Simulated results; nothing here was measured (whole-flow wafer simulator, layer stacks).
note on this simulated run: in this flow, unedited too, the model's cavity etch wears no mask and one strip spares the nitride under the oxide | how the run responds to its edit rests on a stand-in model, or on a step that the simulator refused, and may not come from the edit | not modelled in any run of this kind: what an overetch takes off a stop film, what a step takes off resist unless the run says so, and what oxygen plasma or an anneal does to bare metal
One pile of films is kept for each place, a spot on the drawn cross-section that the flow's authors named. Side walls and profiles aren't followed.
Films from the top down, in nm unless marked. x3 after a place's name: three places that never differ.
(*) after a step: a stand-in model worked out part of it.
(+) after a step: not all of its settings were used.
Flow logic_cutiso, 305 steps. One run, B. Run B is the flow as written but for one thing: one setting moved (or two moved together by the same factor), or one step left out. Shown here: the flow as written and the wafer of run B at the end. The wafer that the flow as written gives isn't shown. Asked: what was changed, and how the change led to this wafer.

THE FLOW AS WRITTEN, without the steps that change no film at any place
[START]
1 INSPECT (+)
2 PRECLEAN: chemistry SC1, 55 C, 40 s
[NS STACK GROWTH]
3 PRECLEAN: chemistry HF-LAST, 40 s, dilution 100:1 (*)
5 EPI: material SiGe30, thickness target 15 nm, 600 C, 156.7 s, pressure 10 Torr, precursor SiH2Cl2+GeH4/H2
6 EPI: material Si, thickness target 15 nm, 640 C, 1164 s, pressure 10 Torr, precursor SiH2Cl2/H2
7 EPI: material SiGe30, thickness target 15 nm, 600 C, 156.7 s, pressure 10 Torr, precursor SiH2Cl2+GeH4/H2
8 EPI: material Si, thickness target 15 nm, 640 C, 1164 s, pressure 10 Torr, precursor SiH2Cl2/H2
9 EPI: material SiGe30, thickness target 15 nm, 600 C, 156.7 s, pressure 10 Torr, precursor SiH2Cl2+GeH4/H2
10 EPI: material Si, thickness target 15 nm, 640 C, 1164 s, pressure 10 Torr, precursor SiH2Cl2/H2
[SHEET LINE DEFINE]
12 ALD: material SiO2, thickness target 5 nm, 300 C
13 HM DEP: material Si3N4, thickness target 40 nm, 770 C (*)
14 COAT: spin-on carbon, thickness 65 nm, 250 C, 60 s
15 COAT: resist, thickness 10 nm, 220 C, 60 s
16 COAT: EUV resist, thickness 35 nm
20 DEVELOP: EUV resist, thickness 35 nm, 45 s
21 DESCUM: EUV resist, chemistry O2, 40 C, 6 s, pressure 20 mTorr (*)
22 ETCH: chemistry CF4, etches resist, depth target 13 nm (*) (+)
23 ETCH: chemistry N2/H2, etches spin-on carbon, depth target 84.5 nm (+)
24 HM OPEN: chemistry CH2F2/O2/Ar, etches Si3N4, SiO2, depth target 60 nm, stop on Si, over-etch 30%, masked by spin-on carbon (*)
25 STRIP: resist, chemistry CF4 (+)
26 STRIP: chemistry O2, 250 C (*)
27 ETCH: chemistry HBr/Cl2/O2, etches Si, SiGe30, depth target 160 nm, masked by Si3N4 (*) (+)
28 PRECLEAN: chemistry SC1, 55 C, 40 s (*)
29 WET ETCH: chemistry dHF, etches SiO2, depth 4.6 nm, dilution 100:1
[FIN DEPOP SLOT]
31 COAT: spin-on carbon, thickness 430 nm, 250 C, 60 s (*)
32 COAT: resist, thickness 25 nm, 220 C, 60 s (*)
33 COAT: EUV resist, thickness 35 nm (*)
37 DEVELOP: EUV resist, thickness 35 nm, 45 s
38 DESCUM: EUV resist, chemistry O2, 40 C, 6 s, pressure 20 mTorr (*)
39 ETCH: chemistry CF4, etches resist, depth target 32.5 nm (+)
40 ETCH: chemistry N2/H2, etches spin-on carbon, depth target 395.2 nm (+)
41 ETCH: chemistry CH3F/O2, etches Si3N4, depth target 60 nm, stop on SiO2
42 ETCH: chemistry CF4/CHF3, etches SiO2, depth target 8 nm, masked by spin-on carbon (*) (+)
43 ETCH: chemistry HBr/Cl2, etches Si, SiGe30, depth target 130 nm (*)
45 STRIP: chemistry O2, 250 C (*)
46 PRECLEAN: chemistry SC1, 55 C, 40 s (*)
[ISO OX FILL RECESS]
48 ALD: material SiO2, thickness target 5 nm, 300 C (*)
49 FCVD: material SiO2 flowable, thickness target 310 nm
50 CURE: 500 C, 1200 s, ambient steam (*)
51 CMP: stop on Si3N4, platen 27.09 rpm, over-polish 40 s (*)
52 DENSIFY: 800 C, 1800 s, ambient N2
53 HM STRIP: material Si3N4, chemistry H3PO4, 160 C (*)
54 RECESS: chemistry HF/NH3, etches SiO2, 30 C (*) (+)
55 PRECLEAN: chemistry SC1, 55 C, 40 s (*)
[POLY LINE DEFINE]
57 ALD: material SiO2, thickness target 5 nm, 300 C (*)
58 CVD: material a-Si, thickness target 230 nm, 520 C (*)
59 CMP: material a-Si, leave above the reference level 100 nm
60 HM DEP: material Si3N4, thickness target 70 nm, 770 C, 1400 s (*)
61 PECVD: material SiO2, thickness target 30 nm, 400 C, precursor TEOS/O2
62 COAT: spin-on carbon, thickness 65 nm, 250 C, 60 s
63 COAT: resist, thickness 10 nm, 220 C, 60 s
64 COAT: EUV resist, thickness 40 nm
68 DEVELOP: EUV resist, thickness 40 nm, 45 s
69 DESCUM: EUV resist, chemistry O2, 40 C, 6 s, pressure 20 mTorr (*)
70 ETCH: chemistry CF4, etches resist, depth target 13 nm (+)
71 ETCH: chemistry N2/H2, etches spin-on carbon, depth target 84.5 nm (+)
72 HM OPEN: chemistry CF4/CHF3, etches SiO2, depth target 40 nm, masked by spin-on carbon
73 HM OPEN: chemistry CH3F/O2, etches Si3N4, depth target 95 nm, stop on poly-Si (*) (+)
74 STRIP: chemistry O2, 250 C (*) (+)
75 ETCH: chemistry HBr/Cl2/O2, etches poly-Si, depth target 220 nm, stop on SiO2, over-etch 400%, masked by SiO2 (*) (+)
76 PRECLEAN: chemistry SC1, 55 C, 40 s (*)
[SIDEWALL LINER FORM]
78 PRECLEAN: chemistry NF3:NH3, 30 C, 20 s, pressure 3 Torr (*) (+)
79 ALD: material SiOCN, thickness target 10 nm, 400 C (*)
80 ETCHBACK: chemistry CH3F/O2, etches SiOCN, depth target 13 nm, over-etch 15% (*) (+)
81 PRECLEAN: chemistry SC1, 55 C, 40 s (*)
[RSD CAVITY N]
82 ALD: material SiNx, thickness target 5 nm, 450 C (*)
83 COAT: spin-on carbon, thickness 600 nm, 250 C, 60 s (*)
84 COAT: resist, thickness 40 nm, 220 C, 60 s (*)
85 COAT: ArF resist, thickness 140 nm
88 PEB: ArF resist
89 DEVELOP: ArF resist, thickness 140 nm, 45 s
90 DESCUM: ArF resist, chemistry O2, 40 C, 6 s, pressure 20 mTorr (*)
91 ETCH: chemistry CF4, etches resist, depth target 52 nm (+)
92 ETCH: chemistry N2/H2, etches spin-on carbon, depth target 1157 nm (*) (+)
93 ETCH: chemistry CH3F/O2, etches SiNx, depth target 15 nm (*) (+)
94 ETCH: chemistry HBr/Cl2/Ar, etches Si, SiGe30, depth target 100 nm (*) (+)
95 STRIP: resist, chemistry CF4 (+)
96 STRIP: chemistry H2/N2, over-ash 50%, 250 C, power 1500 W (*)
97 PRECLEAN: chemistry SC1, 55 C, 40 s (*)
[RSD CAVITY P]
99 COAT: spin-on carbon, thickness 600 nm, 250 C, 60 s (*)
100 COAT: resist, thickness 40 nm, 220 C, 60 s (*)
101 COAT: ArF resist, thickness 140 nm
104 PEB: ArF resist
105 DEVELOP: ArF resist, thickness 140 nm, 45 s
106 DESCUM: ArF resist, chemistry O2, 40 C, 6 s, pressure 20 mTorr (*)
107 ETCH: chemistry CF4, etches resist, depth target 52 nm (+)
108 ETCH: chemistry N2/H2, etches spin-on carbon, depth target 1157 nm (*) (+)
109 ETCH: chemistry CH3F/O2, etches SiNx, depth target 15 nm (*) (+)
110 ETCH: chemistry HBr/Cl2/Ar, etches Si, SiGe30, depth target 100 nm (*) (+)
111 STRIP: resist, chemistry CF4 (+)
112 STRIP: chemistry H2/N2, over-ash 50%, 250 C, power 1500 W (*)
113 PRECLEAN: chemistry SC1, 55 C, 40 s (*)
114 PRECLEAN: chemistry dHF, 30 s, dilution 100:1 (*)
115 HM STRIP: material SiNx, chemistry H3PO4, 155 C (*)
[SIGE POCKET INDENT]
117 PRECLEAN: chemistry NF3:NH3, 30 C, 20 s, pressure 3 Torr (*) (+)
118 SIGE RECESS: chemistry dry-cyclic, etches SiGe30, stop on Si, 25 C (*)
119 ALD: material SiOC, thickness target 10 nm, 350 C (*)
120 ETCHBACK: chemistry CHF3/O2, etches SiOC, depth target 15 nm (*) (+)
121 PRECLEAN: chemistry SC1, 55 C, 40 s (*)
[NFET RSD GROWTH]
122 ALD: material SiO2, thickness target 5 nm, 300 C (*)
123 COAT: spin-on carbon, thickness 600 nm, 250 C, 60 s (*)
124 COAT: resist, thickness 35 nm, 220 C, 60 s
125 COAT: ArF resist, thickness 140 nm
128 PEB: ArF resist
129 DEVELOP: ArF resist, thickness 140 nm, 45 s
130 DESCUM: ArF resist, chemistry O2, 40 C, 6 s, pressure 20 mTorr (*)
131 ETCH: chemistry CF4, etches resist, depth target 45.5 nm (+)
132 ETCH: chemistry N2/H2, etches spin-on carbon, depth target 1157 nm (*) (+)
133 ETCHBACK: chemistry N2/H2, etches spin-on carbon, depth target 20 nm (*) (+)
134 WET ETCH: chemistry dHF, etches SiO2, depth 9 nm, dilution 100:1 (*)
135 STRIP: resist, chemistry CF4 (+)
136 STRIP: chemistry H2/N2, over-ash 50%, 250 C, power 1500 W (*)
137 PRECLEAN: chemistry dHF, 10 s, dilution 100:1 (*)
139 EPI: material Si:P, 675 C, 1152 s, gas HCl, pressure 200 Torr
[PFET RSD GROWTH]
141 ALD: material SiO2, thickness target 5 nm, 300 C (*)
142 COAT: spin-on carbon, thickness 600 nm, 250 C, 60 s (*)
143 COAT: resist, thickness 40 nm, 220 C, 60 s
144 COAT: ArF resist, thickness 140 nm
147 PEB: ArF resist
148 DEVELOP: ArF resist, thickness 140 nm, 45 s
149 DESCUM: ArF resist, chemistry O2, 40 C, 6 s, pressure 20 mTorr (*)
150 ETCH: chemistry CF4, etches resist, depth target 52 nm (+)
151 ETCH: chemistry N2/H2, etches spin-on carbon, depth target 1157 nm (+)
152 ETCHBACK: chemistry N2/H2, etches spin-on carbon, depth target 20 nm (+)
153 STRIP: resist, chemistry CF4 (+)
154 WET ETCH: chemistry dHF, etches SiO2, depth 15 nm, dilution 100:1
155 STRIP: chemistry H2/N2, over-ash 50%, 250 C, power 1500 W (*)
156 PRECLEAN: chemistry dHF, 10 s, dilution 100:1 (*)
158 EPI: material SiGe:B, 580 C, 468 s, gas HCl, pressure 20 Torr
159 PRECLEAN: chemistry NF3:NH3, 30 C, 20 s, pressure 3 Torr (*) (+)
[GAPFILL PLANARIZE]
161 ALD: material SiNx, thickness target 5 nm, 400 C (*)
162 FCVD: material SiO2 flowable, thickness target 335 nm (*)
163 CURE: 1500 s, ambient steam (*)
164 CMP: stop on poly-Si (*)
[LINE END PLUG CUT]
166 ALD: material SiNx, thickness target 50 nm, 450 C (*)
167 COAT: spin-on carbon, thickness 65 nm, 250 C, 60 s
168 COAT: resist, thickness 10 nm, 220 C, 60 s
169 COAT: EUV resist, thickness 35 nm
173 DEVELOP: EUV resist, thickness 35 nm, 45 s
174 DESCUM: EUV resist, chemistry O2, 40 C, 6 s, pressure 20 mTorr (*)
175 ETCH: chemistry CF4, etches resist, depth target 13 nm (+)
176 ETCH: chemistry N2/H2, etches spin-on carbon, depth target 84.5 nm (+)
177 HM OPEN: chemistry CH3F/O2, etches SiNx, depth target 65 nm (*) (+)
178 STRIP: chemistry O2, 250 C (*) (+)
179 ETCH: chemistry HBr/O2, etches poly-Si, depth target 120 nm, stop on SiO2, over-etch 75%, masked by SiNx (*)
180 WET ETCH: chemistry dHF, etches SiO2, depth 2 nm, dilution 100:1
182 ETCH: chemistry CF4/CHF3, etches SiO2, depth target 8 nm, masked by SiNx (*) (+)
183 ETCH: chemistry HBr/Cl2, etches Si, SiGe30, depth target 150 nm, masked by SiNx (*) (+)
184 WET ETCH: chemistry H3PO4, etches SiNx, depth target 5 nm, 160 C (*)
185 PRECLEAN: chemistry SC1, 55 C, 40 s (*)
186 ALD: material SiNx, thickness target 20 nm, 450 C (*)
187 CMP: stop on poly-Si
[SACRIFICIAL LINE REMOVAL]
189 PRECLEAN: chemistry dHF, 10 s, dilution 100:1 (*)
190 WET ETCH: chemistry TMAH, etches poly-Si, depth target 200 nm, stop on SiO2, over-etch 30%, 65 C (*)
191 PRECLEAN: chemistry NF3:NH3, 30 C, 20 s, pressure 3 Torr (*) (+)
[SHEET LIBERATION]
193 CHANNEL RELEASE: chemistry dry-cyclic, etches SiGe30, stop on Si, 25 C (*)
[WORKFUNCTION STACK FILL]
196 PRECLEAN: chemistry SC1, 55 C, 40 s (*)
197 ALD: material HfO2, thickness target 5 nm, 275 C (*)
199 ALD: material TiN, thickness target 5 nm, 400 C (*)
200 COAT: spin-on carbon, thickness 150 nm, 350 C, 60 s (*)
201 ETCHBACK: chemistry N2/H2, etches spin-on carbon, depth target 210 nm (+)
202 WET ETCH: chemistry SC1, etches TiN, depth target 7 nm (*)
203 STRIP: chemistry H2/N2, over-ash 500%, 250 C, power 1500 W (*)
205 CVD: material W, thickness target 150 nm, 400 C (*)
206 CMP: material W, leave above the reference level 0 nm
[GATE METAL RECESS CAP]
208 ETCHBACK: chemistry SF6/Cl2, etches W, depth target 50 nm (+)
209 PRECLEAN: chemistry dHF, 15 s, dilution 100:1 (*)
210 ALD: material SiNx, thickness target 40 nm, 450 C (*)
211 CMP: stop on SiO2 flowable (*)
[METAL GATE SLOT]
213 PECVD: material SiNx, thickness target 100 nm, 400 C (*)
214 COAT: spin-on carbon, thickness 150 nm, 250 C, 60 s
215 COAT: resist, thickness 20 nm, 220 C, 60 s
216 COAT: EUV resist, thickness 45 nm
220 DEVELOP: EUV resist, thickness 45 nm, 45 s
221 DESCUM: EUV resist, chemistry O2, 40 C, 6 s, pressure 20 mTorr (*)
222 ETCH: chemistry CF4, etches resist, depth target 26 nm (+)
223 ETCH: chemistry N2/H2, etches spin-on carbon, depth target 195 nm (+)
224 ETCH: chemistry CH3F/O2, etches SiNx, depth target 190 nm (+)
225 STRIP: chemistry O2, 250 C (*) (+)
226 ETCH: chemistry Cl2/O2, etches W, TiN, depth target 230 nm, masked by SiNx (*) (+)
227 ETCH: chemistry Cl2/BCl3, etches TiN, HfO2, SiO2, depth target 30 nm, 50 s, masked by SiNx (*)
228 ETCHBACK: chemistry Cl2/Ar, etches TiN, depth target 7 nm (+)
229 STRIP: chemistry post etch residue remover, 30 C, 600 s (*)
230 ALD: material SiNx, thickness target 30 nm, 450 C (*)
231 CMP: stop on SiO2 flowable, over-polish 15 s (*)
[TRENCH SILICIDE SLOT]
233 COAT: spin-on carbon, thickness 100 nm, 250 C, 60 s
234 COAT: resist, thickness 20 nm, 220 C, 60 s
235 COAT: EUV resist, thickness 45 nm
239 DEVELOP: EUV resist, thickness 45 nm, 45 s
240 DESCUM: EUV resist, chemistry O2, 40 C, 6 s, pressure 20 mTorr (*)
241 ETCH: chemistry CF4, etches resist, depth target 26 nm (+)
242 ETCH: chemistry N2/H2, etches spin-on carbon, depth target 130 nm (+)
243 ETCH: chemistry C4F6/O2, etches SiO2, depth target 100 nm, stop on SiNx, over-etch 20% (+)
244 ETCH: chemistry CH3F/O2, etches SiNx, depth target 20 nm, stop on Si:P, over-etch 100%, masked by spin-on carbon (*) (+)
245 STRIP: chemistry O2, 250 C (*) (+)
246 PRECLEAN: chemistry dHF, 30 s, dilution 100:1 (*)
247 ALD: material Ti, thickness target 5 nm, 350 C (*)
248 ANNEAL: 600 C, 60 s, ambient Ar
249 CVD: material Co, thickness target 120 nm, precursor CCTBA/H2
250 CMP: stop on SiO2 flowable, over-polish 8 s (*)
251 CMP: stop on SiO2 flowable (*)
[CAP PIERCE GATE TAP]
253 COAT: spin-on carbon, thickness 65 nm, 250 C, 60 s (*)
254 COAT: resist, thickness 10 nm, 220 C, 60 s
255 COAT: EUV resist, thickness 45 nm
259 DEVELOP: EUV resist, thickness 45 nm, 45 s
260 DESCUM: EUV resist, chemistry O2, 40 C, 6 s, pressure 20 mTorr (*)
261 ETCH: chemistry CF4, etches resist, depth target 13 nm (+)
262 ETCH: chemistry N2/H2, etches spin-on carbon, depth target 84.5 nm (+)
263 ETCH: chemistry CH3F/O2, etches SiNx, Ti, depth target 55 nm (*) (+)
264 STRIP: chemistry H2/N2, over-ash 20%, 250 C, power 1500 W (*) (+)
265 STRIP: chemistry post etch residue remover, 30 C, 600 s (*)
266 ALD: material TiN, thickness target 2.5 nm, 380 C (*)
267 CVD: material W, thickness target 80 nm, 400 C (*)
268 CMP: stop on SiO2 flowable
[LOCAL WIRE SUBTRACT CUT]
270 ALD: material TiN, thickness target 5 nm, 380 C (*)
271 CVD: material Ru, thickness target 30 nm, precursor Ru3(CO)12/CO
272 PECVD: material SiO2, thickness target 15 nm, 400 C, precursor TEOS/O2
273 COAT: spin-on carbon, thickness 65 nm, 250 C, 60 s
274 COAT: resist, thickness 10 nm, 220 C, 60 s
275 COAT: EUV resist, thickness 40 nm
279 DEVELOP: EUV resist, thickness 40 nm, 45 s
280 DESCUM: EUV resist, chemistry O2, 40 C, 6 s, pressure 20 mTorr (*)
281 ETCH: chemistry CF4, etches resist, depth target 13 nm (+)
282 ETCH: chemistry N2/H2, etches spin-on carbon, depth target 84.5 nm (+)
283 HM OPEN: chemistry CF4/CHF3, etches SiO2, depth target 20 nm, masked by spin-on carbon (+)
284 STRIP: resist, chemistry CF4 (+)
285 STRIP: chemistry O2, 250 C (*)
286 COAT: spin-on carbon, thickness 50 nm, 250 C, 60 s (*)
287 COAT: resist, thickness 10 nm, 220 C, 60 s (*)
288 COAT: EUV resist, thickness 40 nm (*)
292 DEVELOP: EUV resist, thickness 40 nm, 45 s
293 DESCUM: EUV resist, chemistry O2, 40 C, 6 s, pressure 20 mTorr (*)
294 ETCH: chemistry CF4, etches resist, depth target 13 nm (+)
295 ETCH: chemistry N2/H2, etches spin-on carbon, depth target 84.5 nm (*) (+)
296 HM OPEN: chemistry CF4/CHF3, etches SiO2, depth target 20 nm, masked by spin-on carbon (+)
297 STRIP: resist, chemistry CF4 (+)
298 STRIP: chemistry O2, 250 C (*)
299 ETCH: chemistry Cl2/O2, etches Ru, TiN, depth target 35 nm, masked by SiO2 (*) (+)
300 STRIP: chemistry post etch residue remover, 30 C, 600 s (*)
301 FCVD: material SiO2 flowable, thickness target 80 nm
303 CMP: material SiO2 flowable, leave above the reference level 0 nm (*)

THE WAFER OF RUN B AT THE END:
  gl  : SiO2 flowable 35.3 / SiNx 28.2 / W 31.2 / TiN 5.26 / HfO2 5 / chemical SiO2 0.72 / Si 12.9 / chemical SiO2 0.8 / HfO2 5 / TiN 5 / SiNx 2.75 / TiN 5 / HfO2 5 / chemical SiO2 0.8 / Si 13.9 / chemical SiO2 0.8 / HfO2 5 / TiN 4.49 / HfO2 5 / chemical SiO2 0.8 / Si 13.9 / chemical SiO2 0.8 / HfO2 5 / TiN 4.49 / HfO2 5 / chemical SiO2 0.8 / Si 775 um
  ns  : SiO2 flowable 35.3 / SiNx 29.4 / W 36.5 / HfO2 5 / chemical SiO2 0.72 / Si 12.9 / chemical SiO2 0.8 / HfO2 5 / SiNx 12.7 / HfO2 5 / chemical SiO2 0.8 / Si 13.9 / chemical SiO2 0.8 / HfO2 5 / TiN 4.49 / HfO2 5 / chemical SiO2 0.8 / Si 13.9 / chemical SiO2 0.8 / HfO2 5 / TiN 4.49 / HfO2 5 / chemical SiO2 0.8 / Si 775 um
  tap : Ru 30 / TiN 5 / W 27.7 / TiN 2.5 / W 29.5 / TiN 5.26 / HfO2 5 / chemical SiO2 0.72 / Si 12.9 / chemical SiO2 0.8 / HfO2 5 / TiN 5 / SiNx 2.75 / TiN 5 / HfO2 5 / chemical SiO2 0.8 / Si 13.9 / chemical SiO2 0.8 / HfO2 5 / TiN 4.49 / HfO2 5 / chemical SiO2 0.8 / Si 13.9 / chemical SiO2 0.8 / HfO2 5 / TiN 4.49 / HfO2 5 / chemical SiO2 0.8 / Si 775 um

The cause: step 9, EPI: 242.9 s was run, where the flow has 156.7 s.

How the change led to this, step by step:
  9 EPI: material SiGe30, thickness target 15 nm, 600 C, 156.7 s, pressure 10 Torr, precursor SiH2Cl2+GeH4/H2
      depop, dpovl, gfld and 19 more: SiGe30 +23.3 (new film) (as written it would be: SiGe30 +15 (new film))
  27 ETCH: chemistry HBr/Cl2/O2, etches Si, SiGe30, depth target 160 nm, masked by Si3N4 (*) (+)
      gfld, gxf, iso, lnri: chemical SiO2 -0.79 (all of it), Si -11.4 (all of it), SiGe30 -23.3 (all of it), Si -15 (all of it), SiGe30 -15 (all of it), Si -15 (all of it), SiGe30 -15 (all of it), Si -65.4 (as written it would be: chemical SiO2 -0.79 (all of it), Si -11.4 (all of it), SiGe30 -15 (all of it), Si -15 (all of it), SiGe30 -15 (all of it), Si -15 (all of it), SiGe30 -15 (all of it), Si -73.6)
      dpovl, nsgap: chemical SiO2 -0.79 (all of it), Si -11.8 (all of it), SiGe30 -23.3 (all of it), Si -15 (all of it), SiGe30 -15 (all of it), Si -15 (all of it), SiGe30 -15 (all of it), Si -65 (as written it would be: chemical SiO2 -0.79 (all of it), Si -11.8 (all of it), SiGe30 -15 (all of it), Si -15 (all of it), SiGe30 -15 (all of it), Si -15 (all of it), SiGe30 -15 (all of it), Si -73.2)
      (and at 1 more place)
  43 ETCH: chemistry HBr/Cl2, etches Si, SiGe30, depth target 130 nm (*)
      depop: Si -14 (all of it), SiGe30 -23.3 (all of it), Si -15 (all of it), SiGe30 -15 (all of it), Si -15 (all of it), SiGe30 -15 (all of it), Si -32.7 (as written it would be: Si -14 (all of it), SiGe30 -15 (all of it), Si -15 (all of it), SiGe30 -15 (all of it), Si -15 (all of it), SiGe30 -15 (all of it), Si -41)
  94 ETCH: chemistry HBr/Cl2/Ar, etches Si, SiGe30, depth target 100 nm (*) (+)
      rsdn, rsdx: chemical SiO2 -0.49 (all of it), Si -12.8 (all of it), SiGe30 -23.3 (all of it), Si -15 (all of it), SiGe30 -15 (all of it), Si -15 (all of it), SiGe30 -15 (all of it), Si -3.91 (as written it would be: chemical SiO2 -0.49 (all of it), Si -12.8 (all of it), SiGe30 -15 (all of it), Si -15 (all of it), SiGe30 -15 (all of it), Si -15 (all of it), SiGe30 -15 (all of it), Si -12.2)
  110 ETCH: chemistry HBr/Cl2/Ar, etches Si, SiGe30, depth target 100 nm (*) (+)
      rsdp, rsdw: chemical SiO2 -0.49 (all of it), Si -12.8 (all of it), SiGe30 -23.3 (all of it), Si -15 (all of it), SiGe30 -15 (all of it), Si -15 (all of it), SiGe30 -15 (all of it), Si -3.91 (as written it would be: chemical SiO2 -0.49 (all of it), Si -12.8 (all of it), SiGe30 -15 (all of it), Si -15 (all of it), SiGe30 -15 (all of it), Si -15 (all of it), SiGe30 -15 (all of it), Si -12.2)
  118 SIGE RECESS: chemistry dry-cyclic, etches SiGe30, stop on Si, 25 C (*)
      lnr, lnrp, lnrt: SiOCN -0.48, Si -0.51, cavity +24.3 (new film), SiGe30 -23.3 (all of it), Si -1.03, cavity +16 (new film), SiGe30 -15 (all of it), Si -1.03, cavity +16 (new film), SiGe30 -15 (all of it), Si -0.51 (as written it would be: SiOCN -0.48, Si -0.51, cavity +16 (new film), SiGe30 -15 (all of it), Si -1.03, cavity +16 (new film), SiGe30 -15 (all of it), Si -1.03, cavity +16 (new film), SiGe30 -15 (all of it), Si -0.51)
  119 ALD: material SiOC, thickness target 10 nm, 350 C (*)
      lnr, lnrp, lnrt: SiOC +10 (new film), SiOC +24.3 (new film), cavity -24.3 (all of it), SiOC +16 (new film), cavity -16 (all of it), SiOC +16 (new film), cavity -16 (all of it) (as written it would be: SiOC +10 (new film), SiOC +16 (new film), cavity -16 (all of it), SiOC +16 (new film), cavity -16 (all of it), SiOC +16 (new film), cavity -16 (all of it))
  183 ETCH: chemistry HBr/Cl2, etches Si, SiGe30, depth target 150 nm, masked by SiNx (*) (+)
      plug: Si -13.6 (all of it), SiGe30 -23.3 (all of it), Si -15 (all of it), SiGe30 -15 (all of it), Si -15 (all of it), SiGe30 -15 (all of it), Si -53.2 (as written it would be: Si -13.6 (all of it), SiGe30 -15 (all of it), Si -15 (all of it), SiGe30 -15 (all of it), Si -15 (all of it), SiGe30 -15 (all of it), Si -61.4)
  193 CHANNEL RELEASE: chemistry dry-cyclic, etches SiGe30, stop on Si, 25 C (*)
      gl, glp, gxn, gxp, ns, tap: chemical SiO2 +0.8 (new film), Si -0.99, chemical SiO2 +0.8 (new film), cavity +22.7 (new film), chemical SiO2 +0.8 (new film), SiGe30 -23.3 (all of it), Si -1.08, chemical SiO2 +0.8 (new film), cavity +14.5 (new film), chemical SiO2 +0.8 (new film), SiGe30 -15 (all of it), Si -1.08, chemical SiO2 +0.8 (new film), cavity +14.5 (new film), chemical SiO2 +0.8 (new film), SiGe30 -15 (all of it), Si -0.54 (as written it would be: chemical SiO2 +0.8 (new film), Si -0.99, chemical SiO2 +0.8 (new film), cavity +14.5 (new film), chemical SiO2 +0.8 (new film), SiGe30 -15 (all of it), Si -1.08, chemical SiO2 +0.8 (new film), cavity +14.5 (new film), chemical SiO2 +0.8 (new film), SiGe30 -15 (all of it), Si -1.08, chemical SiO2 +0.8 (new film), cavity +14.5 (new film), chemical SiO2 +0.8 (new film), SiGe30 -15 (all of it), Si -0.54)
  199 ALD: material TiN, thickness target 5 nm, 400 C (*)
      gl, glp, tap: TiN +5.26 (new film), TiN +5 (new film), cavity -10, TiN +5 (new film), TiN +4.49 (new film), cavity -4.49 (all of it), TiN +4.49 (new film), cavity -4.49 (all of it) (as written it would be: TiN +5.26 (new film), TiN +4.49 (new film), cavity -4.49 (all of it), TiN +4.49 (new film), cavity -4.49 (all of it), TiN +4.49 (new film), cavity -4.49 (all of it))
      gxn, gxp, ns: TiN +5 (new film), TiN +5 (new film), cavity -10, TiN +5 (new film), TiN +4.49 (new film), cavity -4.49 (all of it), TiN +4.49 (new film), cavity -4.49 (all of it) (as written it would be: TiN +5 (new film), TiN +4.49 (new film), cavity -4.49 (all of it), TiN +4.49 (new film), cavity -4.49 (all of it), TiN +4.49 (new film), cavity -4.49 (all of it))
  202 WET ETCH: chemistry SC1, etches TiN, depth target 7 nm (*)
      ns: TiN -5 (all of it), TiN -5 (all of it), cavity +10, TiN -5 (all of it) (as written it would be: TiN -5 (all of it))
  210 ALD: material SiNx, thickness target 40 nm, 450 C (*)
      gl, glp, gxn, gxp, tap: SiNx +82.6 (new film), SiNx +2.75 (new film), cavity -2.75 (all of it) (as written it would be: SiNx +82.6 (new film))
      ns: SiNx +40 (new film), SiNx +12.7 (new film), cavity -12.7 (all of it) (as written it would be: SiNx +40 (new film))
Counting metal films that touch as one body, gl has 5 bodies (between them, from the top down: HfO2 5 / chemical SiO2 0.72 / Si 12.9 / chemical SiO2 0.8 / HfO2 5; SiNx 2.75; HfO2 5 / chemical SiO2 0.8 / Si 13.9 / chemical SiO2 0.8 / HfO2 5; HfO2 5 / chemical SiO2 0.8 / Si 13.9 / chemical SiO2 0.8 / HfO2 5); the flow as written gives 4 bodies (between them, from the top down: HfO2 5 / chemical SiO2 0.72 / Si 12.9 / chemical SiO2 0.8 / HfO2 5; HfO2 5 / chemical SiO2 0.8 / Si 13.9 / chemical SiO2 0.8 / HfO2 5; HfO2 5 / chemical SiO2 0.8 / Si 13.9 / chemical SiO2 0.8 / HfO2 5).
Counting metal films that touch as one body, ns has 3 bodies (between them, from the top down: HfO2 5 / chemical SiO2 0.72 / Si 12.9 / chemical SiO2 0.8 / HfO2 5 / SiNx 12.7 / HfO2 5 / chemical SiO2 0.8 / Si 13.9 / chemical SiO2 0.8 / HfO2 5; HfO2 5 / chemical SiO2 0.8 / Si 13.9 / chemical SiO2 0.8 / HfO2 5); the flow as written gives 4 bodies (between them, from the top down: HfO2 5 / chemical SiO2 0.72 / Si 12.9 / chemical SiO2 0.8 / HfO2 5; HfO2 5 / chemical SiO2 0.8 / Si 13.9 / chemical SiO2 0.8 / HfO2 5; HfO2 5 / chemical SiO2 0.8 / Si 13.9 / chemical SiO2 0.8 / HfO2 5).
Counting metal films that touch as one body, tap has 5 bodies (between them, from the top down: HfO2 5 / chemical SiO2 0.72 / Si 12.9 / chemical SiO2 0.8 / HfO2 5; SiNx 2.75; HfO2 5 / chemical SiO2 0.8 / Si 13.9 / chemical SiO2 0.8 / HfO2 5; HfO2 5 / chemical SiO2 0.8 / Si 13.9 / chemical SiO2 0.8 / HfO2 5); the flow as written gives 4 bodies (between them, from the top down: HfO2 5 / chemical SiO2 0.72 / Si 12.9 / chemical SiO2 0.8 / HfO2 5; HfO2 5 / chemical SiO2 0.8 / Si 13.9 / chemical SiO2 0.8 / HfO2 5; HfO2 5 / chemical SiO2 0.8 / Si 13.9 / chemical SiO2 0.8 / HfO2 5).
